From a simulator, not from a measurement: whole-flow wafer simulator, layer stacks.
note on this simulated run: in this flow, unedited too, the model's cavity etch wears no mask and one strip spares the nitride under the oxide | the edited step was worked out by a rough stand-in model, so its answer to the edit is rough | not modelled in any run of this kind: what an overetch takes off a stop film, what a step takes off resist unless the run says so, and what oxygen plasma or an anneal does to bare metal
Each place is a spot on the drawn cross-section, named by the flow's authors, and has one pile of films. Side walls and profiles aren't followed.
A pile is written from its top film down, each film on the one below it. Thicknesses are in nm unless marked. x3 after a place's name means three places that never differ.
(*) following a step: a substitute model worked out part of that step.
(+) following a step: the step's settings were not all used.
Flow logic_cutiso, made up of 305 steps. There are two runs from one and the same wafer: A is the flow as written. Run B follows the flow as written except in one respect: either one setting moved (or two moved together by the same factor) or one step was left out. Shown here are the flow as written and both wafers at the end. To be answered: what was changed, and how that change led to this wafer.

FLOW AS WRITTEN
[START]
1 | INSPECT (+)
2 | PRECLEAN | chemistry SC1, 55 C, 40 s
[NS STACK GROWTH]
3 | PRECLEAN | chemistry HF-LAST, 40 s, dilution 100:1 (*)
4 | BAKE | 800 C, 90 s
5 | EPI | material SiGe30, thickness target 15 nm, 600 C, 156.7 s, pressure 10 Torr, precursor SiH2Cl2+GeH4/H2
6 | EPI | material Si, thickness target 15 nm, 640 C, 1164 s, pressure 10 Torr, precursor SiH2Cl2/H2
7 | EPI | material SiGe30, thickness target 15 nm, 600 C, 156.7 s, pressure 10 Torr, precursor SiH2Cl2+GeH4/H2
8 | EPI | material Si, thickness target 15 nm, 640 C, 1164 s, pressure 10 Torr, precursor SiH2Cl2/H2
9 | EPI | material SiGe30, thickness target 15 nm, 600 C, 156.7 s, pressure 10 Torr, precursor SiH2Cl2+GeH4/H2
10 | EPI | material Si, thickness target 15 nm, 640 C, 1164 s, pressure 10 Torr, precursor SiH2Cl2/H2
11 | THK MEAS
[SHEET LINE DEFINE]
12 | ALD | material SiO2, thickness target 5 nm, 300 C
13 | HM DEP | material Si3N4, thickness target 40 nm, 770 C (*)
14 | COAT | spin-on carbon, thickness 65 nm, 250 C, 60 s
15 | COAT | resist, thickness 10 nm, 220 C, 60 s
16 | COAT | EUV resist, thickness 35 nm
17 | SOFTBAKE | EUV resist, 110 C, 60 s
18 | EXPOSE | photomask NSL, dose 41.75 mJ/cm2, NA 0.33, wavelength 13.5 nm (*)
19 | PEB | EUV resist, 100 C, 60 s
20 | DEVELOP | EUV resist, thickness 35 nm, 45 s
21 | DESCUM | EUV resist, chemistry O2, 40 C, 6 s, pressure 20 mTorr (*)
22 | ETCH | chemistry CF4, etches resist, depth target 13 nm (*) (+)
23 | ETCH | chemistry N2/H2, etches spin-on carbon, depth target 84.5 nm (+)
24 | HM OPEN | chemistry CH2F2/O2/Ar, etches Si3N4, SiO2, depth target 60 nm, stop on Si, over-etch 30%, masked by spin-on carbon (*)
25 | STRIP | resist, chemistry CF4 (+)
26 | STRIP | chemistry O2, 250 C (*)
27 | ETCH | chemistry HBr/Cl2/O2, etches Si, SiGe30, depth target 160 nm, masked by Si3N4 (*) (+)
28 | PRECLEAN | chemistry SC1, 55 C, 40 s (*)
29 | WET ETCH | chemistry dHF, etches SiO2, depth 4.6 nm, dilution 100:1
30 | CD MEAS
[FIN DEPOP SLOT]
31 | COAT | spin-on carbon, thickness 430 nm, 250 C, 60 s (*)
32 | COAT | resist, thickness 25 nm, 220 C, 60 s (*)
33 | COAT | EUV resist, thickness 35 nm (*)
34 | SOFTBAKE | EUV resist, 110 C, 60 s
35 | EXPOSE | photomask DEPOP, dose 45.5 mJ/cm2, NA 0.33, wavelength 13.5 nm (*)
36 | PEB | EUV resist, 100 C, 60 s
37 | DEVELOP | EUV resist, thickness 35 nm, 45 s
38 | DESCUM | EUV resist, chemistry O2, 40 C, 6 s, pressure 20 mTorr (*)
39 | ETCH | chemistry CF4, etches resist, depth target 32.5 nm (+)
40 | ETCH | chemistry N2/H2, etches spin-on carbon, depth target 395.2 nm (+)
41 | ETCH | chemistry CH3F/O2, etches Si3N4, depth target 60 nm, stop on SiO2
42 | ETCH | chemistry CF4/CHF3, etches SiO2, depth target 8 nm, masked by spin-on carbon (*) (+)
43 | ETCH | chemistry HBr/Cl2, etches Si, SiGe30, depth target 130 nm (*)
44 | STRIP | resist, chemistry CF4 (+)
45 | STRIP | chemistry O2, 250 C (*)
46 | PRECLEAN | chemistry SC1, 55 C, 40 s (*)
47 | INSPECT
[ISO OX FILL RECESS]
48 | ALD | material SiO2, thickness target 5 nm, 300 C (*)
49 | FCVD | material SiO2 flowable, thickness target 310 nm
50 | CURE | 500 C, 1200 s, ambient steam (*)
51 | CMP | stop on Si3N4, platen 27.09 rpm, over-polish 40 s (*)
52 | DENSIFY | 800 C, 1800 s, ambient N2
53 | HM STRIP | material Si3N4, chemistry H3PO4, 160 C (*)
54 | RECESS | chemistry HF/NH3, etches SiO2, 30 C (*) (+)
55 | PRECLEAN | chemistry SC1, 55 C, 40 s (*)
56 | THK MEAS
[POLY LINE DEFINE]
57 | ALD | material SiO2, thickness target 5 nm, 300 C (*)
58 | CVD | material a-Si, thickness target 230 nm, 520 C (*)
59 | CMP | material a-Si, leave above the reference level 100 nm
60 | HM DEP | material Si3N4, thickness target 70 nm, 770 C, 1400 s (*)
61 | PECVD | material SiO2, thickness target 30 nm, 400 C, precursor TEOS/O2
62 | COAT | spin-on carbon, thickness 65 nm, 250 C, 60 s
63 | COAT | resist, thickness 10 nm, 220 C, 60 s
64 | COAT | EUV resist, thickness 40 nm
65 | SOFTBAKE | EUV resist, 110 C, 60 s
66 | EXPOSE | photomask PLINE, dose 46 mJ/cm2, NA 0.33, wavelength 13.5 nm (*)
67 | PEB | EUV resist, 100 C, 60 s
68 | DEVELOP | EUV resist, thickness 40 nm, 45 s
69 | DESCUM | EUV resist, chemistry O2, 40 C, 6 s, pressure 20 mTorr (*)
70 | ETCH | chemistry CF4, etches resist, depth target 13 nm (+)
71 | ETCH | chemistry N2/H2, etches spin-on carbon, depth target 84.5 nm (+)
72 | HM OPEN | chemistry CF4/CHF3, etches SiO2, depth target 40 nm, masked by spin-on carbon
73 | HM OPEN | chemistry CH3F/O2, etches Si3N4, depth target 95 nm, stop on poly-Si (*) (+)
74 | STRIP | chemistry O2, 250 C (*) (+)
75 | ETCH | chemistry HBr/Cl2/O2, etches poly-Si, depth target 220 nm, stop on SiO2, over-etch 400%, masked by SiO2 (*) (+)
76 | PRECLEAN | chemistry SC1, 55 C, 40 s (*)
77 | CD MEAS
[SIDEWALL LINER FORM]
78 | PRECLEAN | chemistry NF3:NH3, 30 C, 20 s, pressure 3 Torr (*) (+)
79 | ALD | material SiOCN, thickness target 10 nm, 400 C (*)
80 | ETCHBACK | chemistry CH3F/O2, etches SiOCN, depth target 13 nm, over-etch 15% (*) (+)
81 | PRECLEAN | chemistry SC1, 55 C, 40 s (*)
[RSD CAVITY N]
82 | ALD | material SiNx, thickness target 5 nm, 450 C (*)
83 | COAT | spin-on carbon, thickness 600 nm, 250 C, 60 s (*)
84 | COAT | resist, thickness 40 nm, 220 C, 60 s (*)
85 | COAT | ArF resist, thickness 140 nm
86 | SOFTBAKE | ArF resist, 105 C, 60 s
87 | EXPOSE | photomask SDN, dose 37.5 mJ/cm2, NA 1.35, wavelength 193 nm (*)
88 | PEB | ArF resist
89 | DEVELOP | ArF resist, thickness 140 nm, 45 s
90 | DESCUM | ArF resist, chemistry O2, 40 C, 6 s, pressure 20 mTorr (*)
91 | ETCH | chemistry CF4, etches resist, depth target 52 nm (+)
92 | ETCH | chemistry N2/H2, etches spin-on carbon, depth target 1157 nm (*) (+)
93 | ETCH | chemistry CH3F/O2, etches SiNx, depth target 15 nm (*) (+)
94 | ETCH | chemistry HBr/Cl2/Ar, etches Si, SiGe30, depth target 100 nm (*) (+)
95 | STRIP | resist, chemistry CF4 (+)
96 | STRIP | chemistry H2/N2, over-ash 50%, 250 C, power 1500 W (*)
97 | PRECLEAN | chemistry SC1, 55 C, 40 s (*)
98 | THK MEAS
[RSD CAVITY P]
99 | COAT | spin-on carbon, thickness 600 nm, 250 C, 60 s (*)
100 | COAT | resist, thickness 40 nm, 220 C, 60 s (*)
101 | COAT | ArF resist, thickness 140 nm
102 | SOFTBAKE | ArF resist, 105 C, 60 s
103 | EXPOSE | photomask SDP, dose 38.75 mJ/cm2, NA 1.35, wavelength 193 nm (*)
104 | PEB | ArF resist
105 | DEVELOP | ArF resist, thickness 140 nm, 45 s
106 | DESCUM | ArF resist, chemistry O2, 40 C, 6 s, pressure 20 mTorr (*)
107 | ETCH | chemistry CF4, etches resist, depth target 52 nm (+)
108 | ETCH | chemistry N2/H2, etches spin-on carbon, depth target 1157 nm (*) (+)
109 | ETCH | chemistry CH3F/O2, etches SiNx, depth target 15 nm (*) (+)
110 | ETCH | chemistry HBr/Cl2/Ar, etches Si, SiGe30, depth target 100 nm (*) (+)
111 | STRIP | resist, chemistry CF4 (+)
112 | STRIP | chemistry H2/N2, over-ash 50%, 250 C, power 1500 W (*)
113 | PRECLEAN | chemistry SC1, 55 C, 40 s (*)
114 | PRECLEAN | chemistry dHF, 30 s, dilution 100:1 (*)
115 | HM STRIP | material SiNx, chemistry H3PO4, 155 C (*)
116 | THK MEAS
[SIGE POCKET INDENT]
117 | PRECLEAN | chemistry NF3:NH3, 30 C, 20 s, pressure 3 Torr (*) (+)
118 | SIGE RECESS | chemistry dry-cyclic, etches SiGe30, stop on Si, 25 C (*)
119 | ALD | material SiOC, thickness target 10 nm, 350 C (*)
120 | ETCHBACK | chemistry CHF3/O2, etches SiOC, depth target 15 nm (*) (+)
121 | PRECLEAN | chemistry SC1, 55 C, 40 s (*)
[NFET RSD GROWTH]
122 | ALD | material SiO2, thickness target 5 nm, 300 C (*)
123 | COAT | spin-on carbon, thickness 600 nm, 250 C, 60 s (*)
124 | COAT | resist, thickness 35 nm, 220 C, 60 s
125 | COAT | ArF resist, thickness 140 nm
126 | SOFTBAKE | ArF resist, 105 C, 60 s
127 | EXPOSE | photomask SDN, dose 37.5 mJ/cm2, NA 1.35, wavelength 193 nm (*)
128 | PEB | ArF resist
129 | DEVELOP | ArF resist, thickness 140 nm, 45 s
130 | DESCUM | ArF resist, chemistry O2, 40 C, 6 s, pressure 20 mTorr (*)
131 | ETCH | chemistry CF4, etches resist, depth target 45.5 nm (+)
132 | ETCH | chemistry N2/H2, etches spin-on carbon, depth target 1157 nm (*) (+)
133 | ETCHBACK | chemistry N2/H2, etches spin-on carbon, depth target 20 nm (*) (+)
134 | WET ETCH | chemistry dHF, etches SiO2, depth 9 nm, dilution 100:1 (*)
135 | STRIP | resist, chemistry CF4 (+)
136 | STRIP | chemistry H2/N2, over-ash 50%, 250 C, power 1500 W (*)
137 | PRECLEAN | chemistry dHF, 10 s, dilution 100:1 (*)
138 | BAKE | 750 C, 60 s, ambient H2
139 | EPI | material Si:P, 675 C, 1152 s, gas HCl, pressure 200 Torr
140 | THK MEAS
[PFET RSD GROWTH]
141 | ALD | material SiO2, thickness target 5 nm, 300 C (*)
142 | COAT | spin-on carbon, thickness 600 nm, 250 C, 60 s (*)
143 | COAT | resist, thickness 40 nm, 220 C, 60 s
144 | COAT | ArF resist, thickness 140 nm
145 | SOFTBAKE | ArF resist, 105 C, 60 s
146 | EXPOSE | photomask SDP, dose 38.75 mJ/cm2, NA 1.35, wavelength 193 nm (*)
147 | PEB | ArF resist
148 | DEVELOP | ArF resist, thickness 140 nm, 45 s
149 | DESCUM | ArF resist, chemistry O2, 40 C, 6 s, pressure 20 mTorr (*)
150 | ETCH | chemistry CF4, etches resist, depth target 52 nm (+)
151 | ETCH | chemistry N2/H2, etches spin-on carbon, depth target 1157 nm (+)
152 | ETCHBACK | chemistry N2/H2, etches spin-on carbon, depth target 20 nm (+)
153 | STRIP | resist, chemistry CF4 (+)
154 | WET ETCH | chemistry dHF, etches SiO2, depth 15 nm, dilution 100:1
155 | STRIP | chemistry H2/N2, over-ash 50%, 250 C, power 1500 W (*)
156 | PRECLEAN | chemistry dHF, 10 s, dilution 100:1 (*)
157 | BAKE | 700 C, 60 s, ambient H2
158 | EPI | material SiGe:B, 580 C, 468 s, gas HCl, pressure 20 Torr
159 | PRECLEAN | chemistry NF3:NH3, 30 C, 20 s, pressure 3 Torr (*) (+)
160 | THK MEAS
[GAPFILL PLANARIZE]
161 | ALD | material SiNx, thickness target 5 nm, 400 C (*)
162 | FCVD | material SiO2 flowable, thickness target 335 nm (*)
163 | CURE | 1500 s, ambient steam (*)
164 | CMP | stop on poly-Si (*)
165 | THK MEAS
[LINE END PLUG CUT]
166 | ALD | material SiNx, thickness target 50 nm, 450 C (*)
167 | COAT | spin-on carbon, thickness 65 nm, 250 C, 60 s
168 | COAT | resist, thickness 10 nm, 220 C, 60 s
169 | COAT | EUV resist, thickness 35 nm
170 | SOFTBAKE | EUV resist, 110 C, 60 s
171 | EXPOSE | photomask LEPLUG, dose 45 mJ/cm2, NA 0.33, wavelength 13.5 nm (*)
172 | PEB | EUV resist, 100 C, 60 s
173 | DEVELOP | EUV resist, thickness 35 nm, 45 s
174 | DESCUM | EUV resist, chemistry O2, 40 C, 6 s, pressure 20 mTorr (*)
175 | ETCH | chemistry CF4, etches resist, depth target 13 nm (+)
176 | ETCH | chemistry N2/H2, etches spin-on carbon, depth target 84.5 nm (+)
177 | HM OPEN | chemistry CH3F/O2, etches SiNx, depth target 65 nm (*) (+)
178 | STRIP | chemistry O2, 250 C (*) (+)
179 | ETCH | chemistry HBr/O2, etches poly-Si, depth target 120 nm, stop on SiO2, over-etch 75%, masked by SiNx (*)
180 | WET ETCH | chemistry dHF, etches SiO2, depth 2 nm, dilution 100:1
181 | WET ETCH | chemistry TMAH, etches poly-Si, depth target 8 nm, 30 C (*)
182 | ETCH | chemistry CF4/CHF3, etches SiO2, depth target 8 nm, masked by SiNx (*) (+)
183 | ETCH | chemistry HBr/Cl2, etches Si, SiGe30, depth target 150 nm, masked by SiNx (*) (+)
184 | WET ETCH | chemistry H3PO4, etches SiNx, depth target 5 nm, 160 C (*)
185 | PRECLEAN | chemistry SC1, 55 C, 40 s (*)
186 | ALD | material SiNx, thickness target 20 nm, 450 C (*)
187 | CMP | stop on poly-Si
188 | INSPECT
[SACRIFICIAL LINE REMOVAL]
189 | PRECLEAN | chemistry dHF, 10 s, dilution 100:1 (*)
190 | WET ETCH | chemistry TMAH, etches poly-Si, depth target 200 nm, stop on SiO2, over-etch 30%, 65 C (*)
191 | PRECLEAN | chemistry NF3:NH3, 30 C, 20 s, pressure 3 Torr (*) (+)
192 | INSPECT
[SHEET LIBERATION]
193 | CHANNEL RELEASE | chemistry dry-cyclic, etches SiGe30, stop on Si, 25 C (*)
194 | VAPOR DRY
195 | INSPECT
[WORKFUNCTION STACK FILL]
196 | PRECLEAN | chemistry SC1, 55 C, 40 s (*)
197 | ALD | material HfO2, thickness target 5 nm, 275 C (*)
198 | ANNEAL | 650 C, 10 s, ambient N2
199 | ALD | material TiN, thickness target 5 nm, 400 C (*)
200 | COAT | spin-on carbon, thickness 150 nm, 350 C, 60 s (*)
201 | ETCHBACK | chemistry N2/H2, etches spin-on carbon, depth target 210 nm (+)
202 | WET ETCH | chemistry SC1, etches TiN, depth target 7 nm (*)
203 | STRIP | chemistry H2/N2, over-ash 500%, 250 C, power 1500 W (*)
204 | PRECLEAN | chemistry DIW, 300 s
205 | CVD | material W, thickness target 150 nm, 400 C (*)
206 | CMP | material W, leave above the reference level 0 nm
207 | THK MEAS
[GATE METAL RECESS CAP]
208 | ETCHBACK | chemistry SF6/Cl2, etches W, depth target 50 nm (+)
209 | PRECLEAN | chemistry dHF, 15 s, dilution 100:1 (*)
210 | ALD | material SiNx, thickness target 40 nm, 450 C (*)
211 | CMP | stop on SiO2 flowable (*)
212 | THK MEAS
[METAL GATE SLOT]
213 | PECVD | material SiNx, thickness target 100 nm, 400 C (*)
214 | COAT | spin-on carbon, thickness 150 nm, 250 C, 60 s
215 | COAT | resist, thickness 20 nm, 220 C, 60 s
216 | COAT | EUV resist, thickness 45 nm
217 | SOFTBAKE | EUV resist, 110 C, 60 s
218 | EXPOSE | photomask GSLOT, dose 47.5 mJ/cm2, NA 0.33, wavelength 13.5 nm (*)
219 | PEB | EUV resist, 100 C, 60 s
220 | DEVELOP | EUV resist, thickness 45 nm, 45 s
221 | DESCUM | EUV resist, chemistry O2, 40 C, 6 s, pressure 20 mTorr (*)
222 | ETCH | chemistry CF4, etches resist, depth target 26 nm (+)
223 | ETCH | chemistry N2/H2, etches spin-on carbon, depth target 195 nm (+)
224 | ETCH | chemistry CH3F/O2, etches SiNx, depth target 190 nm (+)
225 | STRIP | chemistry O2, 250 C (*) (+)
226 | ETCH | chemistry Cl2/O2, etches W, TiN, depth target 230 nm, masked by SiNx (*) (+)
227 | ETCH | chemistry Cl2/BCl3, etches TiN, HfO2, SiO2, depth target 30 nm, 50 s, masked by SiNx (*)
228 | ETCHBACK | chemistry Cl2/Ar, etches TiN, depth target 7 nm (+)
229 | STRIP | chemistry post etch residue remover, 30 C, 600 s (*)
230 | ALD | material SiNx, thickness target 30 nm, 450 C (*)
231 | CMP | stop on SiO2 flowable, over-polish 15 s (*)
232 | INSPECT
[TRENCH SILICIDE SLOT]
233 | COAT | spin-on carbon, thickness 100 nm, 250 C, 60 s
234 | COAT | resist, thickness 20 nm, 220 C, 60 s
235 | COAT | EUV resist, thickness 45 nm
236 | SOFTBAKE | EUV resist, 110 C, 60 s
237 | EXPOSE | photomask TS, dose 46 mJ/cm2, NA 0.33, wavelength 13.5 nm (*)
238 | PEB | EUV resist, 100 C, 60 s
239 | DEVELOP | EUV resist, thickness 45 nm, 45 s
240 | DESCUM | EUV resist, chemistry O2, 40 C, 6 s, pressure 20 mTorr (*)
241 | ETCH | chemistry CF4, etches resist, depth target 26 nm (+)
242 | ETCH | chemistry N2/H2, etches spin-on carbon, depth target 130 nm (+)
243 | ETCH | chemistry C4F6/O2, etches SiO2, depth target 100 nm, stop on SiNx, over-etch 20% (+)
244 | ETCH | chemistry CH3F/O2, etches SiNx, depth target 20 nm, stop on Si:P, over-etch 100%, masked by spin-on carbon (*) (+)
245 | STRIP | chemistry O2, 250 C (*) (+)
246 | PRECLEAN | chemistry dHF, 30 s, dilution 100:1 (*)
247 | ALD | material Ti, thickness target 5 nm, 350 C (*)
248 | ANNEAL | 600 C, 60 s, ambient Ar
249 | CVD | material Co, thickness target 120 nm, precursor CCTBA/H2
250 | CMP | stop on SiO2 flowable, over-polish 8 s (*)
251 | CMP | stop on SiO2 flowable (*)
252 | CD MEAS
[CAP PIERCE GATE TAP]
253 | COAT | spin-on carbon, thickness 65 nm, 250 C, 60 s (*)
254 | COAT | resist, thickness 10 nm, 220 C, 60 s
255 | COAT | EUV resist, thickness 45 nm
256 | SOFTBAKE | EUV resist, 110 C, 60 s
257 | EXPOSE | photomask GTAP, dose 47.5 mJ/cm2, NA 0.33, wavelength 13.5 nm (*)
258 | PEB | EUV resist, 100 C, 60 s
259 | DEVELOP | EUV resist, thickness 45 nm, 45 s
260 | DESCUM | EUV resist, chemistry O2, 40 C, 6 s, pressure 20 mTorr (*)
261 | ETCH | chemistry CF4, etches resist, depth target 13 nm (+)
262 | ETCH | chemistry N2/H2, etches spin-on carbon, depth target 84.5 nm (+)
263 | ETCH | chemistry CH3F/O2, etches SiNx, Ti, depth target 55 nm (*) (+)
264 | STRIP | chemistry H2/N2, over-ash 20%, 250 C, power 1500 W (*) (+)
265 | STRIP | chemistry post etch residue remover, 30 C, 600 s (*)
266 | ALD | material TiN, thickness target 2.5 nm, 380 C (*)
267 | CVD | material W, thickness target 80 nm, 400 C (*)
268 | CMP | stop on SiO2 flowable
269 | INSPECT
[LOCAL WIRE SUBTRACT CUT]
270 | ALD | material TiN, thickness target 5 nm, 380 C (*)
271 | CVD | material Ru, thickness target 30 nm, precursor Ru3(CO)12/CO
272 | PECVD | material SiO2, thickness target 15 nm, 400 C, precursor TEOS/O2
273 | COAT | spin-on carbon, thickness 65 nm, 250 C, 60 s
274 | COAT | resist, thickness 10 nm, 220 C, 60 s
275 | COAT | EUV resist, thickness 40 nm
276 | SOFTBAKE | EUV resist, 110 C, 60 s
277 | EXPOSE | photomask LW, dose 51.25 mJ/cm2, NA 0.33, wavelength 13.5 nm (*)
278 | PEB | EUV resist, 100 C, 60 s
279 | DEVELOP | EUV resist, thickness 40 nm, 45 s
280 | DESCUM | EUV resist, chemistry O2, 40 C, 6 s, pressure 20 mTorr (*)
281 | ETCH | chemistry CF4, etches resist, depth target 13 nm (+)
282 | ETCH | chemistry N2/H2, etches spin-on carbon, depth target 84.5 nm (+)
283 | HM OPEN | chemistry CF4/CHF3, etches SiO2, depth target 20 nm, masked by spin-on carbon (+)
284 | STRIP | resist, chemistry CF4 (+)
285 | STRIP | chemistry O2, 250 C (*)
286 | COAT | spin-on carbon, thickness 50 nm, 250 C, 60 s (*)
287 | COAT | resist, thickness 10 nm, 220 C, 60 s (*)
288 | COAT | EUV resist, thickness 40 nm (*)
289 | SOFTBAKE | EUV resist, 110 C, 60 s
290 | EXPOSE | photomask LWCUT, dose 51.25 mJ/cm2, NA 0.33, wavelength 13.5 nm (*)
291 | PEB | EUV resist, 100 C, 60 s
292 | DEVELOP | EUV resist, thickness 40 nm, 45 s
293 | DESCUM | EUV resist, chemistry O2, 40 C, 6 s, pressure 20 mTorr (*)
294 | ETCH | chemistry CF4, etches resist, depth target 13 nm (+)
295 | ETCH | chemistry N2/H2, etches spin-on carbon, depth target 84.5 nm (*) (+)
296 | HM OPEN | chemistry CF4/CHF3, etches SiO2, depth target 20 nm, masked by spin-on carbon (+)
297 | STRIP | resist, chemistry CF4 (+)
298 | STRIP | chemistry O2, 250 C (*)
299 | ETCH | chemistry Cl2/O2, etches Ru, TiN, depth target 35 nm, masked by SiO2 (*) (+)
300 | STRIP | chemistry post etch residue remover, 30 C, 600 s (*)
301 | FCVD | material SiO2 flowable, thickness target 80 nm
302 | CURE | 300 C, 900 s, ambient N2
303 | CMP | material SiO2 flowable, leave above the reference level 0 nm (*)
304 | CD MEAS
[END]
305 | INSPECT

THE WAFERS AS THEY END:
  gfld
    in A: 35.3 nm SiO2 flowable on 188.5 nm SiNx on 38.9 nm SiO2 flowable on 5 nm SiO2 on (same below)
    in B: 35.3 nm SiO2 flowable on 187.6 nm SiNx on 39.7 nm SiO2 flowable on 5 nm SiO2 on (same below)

The reason: step 226, ETCH: depth target 149.5 nm was run, whereas the flow has depth target 230 nm.

How this came from the change, step by step:
  226 | ETCH | chemistry Cl2/O2, etches W, TiN, depth target 230 nm, masked by SiNx (*) (+)
      depop, dpovl, gl and 18 more: A -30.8 SiNx | B -24.9 SiNx
      gfld: A -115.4 W (all of it), -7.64 TiN (all of it), -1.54 HfO2 | B -115.4 W (all of it), -7.64 TiN (all of it), -0.66 HfO2
  227 | ETCH | chemistry Cl2/BCl3, etches TiN, HfO2, SiO2, depth target 30 nm, 50 s, masked by SiNx (*)
      gfld: A -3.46 HfO2 (all of it), -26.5 SiO2 flowable | B -4.34 HfO2 (all of it), -25.7 SiO2 flowable
  231 | CMP | stop on SiO2 flowable, over-polish 15 s (*)
      depop, dpovl, gfld and 10 more: A -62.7 SiNx | B -68.6 SiNx
      lnr, lnri, lnrp, lnrt: A -61 SiNx (all of it), -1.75 SiOCN | B -66.8 SiNx (all of it), -1.75 SiOCN
      (also at 5 further places)
